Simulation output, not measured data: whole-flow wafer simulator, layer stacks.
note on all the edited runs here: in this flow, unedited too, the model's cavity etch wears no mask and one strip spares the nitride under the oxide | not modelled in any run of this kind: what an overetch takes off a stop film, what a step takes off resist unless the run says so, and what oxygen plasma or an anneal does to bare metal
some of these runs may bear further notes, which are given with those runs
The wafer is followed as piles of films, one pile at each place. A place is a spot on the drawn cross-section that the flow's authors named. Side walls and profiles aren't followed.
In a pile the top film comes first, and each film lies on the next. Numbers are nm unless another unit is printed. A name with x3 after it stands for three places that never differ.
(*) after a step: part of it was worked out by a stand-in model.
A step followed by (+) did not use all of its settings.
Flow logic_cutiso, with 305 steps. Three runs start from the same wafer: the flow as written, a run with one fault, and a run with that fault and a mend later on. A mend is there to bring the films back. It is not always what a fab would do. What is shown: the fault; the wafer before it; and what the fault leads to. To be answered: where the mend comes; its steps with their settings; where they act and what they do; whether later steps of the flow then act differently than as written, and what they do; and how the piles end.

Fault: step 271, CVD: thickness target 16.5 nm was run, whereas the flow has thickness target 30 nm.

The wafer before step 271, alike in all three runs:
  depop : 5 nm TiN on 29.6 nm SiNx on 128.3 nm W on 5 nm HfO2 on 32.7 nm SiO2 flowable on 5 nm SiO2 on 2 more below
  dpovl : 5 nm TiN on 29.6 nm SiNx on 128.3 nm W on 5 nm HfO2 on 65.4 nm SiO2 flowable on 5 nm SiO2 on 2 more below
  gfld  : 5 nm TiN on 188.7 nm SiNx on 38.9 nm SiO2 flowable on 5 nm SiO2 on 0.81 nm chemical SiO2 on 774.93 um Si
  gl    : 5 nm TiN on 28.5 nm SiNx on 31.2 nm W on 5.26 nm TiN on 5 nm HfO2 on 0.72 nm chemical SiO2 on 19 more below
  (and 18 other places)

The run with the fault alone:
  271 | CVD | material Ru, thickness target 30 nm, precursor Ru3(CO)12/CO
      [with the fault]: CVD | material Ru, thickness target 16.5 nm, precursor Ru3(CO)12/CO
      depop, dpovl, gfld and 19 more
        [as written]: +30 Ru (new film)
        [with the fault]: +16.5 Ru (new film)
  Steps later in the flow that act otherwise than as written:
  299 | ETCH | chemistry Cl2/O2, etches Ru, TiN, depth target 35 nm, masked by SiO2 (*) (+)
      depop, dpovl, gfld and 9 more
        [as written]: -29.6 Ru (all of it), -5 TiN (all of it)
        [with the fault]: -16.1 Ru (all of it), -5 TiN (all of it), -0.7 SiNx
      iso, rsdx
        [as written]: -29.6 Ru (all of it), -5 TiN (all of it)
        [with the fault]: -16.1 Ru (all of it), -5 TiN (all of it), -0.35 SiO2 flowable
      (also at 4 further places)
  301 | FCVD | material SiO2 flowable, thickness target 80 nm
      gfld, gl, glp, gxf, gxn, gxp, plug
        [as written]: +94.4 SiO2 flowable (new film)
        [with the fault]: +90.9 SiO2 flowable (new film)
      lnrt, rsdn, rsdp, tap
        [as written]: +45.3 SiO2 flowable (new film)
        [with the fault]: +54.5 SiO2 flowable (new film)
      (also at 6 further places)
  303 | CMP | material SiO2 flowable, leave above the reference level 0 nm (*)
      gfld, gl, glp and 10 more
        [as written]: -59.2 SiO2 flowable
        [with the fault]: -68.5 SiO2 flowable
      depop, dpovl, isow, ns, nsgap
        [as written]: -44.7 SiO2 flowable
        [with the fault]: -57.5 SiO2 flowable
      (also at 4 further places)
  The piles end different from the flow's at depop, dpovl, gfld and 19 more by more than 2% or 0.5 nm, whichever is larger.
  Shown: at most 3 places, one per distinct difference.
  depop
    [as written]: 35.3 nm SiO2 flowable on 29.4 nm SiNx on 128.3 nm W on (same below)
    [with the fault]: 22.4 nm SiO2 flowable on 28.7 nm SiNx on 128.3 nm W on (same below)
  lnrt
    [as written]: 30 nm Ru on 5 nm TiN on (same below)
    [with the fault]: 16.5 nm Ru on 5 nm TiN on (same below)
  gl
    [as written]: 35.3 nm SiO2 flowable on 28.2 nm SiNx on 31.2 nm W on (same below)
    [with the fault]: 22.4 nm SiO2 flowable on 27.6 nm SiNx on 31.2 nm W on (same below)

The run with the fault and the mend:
  The mend follows step 271.
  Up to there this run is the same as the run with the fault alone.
  271a | CVD | material Ru, thickness target 13.5 nm, precursor Ru3(CO)12/CO (a further turn of the flow's step 271, with different settings)
      depop, dpovl, gfld and 19 more
        +13.5 Ru
  Later steps of the flow that are run all act as written at every place that is followed.
  By the end, the piles equal the flow's at every place that both follow.
